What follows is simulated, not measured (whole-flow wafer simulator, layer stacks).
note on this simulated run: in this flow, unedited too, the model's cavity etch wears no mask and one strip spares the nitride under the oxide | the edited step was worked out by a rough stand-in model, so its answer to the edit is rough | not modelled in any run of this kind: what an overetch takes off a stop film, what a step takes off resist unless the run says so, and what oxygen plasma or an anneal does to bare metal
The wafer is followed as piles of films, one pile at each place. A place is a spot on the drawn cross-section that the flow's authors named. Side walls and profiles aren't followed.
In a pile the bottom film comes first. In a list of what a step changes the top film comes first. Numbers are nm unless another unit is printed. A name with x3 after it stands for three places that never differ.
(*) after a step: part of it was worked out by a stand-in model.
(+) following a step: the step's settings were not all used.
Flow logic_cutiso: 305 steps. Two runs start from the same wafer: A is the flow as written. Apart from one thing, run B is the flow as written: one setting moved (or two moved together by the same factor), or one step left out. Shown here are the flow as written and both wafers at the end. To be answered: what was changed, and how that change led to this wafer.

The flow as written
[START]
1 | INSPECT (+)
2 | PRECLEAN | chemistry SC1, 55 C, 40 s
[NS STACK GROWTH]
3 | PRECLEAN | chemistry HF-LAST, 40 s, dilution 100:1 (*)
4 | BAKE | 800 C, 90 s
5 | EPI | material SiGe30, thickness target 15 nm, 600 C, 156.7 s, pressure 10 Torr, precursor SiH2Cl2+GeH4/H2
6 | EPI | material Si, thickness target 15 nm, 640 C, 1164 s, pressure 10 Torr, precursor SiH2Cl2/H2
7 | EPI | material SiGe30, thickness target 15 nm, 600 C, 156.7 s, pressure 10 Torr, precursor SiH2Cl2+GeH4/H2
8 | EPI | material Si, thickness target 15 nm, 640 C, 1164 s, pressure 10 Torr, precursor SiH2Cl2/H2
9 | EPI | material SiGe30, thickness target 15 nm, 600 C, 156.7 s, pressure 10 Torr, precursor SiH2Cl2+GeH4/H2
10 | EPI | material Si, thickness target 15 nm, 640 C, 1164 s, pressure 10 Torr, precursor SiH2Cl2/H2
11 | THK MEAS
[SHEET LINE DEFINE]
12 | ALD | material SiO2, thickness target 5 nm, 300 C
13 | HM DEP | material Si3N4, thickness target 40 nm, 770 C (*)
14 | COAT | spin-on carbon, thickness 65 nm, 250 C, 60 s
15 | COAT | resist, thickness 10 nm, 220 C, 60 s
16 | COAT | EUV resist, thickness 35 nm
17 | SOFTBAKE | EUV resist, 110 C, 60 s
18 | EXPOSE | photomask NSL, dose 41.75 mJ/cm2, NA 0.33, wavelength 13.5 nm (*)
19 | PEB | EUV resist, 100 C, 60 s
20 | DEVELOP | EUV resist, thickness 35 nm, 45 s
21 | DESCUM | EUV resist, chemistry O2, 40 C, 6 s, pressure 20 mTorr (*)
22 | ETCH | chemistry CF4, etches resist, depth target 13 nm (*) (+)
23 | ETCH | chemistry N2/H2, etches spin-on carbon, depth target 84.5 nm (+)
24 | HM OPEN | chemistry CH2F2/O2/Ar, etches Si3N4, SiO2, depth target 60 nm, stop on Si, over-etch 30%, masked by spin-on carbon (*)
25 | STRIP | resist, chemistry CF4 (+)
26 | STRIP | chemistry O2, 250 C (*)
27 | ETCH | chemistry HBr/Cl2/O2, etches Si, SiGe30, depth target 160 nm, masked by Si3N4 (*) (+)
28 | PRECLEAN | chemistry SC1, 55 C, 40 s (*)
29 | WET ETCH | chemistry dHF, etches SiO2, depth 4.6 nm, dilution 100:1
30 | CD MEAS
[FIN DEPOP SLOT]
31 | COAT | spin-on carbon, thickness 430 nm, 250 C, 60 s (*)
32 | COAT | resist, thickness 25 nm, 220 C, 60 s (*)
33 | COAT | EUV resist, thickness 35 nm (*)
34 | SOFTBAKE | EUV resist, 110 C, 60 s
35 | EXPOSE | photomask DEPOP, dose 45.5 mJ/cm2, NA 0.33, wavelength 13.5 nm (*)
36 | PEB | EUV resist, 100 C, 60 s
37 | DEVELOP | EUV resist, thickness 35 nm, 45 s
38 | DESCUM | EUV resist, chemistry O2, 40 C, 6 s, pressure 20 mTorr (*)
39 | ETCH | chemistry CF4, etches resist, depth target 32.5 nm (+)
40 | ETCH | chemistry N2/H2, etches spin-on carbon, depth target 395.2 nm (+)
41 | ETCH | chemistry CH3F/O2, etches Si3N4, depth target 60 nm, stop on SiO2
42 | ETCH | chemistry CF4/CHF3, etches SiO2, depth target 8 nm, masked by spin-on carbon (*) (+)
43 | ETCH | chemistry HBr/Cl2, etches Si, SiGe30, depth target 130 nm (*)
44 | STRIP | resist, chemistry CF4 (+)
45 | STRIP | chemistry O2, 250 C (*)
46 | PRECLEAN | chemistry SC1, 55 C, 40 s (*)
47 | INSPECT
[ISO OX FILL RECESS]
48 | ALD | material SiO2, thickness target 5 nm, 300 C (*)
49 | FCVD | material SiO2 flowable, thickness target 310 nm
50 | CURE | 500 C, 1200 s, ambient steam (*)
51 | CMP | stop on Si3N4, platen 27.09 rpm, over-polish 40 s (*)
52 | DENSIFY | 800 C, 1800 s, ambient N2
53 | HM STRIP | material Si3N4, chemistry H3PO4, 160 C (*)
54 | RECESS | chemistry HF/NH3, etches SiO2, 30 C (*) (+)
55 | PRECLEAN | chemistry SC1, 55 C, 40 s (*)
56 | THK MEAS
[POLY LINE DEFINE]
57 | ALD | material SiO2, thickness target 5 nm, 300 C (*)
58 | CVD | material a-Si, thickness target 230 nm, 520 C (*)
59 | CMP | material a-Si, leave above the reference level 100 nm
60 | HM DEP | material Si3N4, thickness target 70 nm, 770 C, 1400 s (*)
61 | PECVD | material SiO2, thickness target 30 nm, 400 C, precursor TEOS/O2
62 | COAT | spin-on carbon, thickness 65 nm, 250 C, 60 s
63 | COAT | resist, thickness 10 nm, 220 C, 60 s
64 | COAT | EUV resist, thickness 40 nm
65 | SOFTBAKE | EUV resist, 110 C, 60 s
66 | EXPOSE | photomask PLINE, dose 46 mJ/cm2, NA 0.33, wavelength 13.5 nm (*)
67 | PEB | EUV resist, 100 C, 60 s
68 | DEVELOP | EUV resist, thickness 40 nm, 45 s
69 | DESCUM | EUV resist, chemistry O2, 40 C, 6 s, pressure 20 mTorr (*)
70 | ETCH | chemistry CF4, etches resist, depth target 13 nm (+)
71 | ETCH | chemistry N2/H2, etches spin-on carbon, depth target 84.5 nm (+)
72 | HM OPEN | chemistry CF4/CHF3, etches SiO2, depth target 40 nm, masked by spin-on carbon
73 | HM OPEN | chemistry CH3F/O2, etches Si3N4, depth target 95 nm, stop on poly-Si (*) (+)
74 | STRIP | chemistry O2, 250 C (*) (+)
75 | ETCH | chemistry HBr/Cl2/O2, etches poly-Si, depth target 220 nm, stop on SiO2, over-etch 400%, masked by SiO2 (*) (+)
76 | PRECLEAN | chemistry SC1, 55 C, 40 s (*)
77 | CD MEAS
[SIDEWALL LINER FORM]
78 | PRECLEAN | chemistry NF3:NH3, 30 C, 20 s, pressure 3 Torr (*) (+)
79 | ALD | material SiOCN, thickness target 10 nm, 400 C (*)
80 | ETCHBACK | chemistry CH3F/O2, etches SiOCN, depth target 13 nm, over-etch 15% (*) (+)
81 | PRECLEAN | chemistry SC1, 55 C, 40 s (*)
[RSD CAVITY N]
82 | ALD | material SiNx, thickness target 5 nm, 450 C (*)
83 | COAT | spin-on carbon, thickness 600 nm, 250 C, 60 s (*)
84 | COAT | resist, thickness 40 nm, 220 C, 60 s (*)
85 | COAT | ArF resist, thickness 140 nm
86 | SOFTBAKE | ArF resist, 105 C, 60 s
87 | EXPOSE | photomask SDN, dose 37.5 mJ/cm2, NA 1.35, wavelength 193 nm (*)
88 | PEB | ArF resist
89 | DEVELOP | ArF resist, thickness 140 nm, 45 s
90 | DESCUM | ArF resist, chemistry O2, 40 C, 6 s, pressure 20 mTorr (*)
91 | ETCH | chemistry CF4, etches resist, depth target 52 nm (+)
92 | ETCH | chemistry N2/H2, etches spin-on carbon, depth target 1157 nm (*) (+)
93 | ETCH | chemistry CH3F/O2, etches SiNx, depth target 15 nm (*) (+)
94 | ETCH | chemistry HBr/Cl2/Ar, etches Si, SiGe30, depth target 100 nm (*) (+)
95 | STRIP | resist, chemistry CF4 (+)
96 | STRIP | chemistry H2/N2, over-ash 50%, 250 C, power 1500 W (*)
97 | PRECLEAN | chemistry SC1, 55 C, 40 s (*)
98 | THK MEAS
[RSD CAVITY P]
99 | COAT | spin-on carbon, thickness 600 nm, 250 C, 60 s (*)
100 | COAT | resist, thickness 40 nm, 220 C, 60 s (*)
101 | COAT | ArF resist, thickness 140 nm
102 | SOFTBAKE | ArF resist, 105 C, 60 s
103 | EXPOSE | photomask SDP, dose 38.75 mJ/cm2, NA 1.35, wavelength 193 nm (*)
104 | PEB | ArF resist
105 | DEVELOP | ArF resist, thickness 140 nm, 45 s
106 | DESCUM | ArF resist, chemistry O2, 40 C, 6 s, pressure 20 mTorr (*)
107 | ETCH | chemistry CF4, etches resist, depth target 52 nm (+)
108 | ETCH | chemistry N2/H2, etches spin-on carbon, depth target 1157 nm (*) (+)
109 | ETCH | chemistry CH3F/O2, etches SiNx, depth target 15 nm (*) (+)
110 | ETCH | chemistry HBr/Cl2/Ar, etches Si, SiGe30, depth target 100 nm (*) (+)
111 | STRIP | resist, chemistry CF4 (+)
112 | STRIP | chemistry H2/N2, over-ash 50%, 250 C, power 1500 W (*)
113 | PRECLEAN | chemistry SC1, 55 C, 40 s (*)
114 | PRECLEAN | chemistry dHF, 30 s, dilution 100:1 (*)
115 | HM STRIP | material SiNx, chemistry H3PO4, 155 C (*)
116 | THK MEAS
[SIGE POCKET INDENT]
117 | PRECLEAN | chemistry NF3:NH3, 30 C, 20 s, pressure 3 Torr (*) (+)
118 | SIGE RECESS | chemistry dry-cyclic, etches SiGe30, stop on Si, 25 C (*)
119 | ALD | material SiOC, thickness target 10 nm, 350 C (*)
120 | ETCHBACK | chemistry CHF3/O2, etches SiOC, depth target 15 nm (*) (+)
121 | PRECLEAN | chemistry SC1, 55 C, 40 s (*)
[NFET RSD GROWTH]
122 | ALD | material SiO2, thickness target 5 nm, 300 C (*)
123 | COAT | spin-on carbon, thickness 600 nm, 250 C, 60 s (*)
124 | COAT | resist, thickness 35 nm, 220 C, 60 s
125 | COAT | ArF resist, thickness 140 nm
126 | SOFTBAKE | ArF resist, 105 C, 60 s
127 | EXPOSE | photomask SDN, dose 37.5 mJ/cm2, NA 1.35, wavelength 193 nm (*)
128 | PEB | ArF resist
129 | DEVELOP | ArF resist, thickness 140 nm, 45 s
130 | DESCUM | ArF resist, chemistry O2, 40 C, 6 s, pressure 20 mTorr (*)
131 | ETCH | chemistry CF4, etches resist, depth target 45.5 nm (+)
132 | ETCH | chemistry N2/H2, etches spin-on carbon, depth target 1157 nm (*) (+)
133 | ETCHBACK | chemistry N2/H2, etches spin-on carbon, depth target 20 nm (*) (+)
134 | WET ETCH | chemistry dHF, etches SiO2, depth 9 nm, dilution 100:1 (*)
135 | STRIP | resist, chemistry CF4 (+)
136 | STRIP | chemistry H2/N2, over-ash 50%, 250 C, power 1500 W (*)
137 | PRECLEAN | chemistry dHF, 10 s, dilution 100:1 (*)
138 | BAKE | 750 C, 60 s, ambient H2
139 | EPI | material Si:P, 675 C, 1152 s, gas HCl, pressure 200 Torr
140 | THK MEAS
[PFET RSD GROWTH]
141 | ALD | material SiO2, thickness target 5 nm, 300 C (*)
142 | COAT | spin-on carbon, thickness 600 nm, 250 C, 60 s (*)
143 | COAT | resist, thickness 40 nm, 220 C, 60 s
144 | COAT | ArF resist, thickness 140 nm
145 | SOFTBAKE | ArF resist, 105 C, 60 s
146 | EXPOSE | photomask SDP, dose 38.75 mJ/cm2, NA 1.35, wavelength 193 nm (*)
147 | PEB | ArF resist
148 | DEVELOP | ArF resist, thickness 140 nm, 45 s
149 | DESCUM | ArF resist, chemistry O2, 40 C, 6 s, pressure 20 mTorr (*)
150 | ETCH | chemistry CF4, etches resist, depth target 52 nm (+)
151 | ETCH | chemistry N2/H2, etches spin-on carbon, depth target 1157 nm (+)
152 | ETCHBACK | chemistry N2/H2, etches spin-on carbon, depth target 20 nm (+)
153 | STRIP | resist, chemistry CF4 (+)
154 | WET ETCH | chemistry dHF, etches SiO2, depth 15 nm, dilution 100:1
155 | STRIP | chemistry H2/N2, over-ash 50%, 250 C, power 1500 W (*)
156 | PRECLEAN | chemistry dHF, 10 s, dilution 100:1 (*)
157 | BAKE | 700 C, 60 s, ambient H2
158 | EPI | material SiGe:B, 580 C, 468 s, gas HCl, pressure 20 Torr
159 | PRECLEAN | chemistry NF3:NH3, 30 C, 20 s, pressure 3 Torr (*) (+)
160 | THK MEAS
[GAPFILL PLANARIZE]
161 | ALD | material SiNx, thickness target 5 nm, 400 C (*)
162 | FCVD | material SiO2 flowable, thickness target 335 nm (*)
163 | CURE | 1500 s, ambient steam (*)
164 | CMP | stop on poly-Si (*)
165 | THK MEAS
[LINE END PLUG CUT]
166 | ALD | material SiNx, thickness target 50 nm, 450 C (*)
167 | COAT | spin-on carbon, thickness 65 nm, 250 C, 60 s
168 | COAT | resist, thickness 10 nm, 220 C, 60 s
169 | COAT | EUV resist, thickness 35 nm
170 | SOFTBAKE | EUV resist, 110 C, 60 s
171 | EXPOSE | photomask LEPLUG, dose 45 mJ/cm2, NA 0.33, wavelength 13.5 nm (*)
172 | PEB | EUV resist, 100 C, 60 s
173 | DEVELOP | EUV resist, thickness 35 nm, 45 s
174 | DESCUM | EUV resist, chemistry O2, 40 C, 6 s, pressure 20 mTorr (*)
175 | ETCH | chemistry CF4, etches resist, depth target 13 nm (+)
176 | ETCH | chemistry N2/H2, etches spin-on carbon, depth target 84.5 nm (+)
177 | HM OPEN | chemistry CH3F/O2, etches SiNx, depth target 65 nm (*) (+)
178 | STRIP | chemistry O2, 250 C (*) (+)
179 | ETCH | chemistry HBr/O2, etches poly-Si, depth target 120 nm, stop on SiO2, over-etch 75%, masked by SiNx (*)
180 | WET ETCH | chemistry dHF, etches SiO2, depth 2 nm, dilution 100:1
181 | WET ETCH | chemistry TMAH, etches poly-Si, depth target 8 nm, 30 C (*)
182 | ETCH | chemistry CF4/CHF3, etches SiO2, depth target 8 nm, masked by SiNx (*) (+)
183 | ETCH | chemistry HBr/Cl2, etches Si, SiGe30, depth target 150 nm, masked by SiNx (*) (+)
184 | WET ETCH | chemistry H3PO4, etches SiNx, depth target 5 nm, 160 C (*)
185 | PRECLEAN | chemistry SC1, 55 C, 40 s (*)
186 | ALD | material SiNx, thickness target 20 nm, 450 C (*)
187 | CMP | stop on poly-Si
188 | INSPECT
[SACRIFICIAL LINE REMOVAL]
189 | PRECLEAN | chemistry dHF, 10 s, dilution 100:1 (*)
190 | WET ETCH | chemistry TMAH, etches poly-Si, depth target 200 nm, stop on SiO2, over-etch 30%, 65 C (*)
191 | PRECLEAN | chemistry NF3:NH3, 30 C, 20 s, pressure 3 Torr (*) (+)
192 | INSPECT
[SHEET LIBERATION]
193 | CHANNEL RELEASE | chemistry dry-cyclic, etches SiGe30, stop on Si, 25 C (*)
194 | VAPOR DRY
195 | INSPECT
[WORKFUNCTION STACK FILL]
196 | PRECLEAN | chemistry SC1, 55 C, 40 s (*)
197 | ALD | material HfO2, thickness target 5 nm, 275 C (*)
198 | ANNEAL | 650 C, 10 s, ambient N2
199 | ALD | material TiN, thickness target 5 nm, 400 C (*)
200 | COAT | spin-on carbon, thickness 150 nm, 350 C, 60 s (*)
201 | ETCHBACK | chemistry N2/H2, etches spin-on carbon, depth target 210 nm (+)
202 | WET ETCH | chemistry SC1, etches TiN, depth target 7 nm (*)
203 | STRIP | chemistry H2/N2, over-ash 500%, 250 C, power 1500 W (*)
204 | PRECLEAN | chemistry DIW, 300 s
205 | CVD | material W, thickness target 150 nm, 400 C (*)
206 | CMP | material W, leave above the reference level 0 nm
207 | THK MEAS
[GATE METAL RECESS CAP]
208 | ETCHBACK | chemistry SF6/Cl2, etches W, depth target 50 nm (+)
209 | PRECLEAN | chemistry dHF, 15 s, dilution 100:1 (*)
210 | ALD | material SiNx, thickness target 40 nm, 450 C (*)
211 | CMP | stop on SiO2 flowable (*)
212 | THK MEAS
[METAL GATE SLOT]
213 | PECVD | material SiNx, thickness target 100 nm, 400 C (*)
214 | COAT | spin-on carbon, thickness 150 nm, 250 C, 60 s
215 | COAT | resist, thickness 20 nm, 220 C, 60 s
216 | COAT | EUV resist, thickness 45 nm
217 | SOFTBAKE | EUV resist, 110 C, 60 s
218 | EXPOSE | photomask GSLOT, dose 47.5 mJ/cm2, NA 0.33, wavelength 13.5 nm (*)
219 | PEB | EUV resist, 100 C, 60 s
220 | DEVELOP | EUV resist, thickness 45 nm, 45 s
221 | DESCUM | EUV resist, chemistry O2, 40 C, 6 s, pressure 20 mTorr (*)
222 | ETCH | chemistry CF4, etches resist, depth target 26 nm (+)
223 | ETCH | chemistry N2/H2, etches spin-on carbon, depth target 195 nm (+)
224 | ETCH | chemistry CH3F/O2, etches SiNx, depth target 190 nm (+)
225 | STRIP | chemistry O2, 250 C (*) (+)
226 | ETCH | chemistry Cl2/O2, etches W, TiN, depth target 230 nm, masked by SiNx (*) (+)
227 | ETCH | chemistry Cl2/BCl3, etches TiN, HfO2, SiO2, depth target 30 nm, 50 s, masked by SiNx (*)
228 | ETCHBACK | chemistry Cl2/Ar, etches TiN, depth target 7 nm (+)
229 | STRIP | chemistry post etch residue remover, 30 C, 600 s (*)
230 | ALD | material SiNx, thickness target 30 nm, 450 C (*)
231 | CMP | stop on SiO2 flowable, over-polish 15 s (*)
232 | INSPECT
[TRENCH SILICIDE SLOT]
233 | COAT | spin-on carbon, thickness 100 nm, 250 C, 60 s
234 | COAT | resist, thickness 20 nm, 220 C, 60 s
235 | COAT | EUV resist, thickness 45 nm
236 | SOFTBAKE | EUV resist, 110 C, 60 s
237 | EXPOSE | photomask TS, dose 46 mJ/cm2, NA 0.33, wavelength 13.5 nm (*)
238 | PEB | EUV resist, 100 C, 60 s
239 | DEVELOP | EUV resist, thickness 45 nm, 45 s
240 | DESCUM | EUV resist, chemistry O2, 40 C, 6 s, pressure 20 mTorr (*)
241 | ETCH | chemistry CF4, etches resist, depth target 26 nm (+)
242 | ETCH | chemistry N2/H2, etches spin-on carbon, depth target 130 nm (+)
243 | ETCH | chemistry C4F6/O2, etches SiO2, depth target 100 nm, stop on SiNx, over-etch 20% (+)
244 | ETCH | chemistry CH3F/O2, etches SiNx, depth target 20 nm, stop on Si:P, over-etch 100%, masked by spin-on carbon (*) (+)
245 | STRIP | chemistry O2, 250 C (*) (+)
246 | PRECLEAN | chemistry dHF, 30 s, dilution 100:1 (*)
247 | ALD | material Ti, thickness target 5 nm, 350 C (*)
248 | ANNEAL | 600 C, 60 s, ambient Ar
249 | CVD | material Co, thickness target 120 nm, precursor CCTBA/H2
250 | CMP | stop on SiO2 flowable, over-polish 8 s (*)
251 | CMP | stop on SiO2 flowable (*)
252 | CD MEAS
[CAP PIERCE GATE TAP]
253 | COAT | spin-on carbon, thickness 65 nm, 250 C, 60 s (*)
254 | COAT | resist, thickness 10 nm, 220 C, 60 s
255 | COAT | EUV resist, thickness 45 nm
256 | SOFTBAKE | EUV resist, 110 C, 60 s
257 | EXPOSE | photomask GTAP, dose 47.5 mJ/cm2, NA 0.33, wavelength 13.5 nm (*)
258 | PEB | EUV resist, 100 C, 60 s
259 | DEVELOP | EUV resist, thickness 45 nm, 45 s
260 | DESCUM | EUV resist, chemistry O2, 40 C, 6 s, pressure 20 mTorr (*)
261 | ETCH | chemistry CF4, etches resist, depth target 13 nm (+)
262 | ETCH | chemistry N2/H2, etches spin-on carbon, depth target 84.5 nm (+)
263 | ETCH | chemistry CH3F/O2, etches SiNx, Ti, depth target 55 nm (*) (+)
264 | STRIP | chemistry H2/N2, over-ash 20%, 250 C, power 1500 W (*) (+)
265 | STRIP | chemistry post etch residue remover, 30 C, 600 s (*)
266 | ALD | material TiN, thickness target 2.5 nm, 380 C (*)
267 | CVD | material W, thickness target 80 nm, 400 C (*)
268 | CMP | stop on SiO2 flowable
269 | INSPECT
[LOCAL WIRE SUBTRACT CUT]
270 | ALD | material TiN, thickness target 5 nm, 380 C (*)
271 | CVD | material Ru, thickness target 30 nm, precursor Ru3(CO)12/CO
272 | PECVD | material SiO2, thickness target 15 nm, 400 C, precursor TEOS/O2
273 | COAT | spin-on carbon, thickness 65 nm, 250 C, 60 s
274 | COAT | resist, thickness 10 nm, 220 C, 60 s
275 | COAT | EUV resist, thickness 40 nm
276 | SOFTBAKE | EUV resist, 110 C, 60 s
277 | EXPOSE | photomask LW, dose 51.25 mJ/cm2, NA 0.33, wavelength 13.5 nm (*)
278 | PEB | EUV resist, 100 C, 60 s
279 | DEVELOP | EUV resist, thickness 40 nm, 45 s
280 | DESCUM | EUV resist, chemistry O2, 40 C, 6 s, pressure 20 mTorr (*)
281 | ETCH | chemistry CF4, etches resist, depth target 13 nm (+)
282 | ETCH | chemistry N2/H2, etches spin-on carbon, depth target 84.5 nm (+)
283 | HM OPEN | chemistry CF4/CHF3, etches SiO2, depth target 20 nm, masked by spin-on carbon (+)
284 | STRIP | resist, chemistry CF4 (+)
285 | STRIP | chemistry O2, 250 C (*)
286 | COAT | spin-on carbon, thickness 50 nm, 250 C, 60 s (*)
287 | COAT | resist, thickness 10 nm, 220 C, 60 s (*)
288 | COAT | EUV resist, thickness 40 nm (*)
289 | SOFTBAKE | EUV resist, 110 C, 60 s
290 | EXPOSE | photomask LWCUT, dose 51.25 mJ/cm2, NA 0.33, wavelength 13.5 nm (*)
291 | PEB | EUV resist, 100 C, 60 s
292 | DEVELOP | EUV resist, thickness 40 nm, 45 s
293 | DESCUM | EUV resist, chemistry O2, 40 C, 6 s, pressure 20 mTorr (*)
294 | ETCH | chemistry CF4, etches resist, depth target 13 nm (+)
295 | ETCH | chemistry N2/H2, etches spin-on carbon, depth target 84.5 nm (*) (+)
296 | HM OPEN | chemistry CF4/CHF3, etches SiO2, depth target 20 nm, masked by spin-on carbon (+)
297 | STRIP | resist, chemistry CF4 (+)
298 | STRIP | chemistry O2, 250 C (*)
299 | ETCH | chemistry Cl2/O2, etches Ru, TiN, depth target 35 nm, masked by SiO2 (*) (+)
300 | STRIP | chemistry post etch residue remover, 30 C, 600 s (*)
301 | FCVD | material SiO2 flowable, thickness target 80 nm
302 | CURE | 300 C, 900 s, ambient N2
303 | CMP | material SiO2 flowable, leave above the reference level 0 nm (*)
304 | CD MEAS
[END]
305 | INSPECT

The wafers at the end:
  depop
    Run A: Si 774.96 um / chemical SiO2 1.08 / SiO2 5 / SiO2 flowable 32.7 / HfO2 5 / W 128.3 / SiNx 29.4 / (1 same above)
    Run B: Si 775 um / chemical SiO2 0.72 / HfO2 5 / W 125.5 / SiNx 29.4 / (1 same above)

The reason: step 43, ETCH: depth target 84.5 nm was run, whereas the flow has depth target 130 nm.

The path from the change to this, step by step:
  43 | ETCH | chemistry HBr/Cl2, etches Si, SiGe30, depth target 130 nm (*)
      depop: A -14 Si (all of it), -15 SiGe30 (all of it), -15 Si (all of it), -15 SiGe30 (all of it), -15 Si (all of it), -15 SiGe30 (all of it), -41 Si | B -14 Si (all of it), -15 SiGe30 (all of it), -15 Si (all of it), -15 SiGe30 (all of it), -15 Si (all of it), -10.5 SiGe30
      dpovl, gl, glp and 16 more: A -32 spin-on carbon | B -22.9 spin-on carbon
      (also at 2 further places)
  45 | STRIP | chemistry O2, 250 C (*)
      depop: A +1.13 chemical SiO2 (new film), -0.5 Si | B +1.54 chemical SiO2 (new film), -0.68 SiGe30
      glp, tap: A -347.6 spin-on carbon (all of it) | B -356.7 spin-on carbon (all of it)
      (also at 13 further places)
  49 | FCVD | material SiO2 flowable, thickness target 310 nm
      depop: A +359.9 SiO2 flowable (new film) | B +318.9 SiO2 flowable (new film)
      ns: A +201.3 SiO2 flowable (new film) | B +206.1 SiO2 flowable (new film)
  51 | CMP | stop on Si3N4, platen 27.09 rpm, over-polish 40 s (*)
      depop: A -200.5 SiO2 flowable | B -205.2 SiO2 flowable
      dpovl: A -200.4 SiO2 flowable | B -205.1 SiO2 flowable
      (also at 3 further places)
  52 | DENSIFY | 800 C, 1800 s, ambient N2
      depop: A -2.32 SiO2 flowable | B -1.55 SiO2 flowable
  54 | RECESS | chemistry HF/NH3, etches SiO2, 30 C (*) (+)
      depop: A -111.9 SiO2 flowable | B -102.4 SiO2 flowable (all of it), -5 SiO2 (all of it), -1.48 chemical SiO2 (all of it)
  55 | PRECLEAN | chemistry SC1, 55 C, 40 s (*)
      depop: A -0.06 SiO2 flowable | B +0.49 chemical SiO2 (new film), -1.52 SiGe30
  191 | PRECLEAN | chemistry NF3:NH3, 30 C, 20 s, pressure 3 Torr (*) (+)
      depop: A -5 SiO2 (all of it), -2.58 SiO2 flowable | B -5 SiO2 (all of it), -0.49 chemical SiO2 (all of it)
  193 | CHANNEL RELEASE | chemistry dry-cyclic, etches SiGe30, stop on Si, 25 C (*)
      depop: A nothing | B +0.8 chemical SiO2 (new film), -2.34 SiGe30 (all of it), -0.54 Si
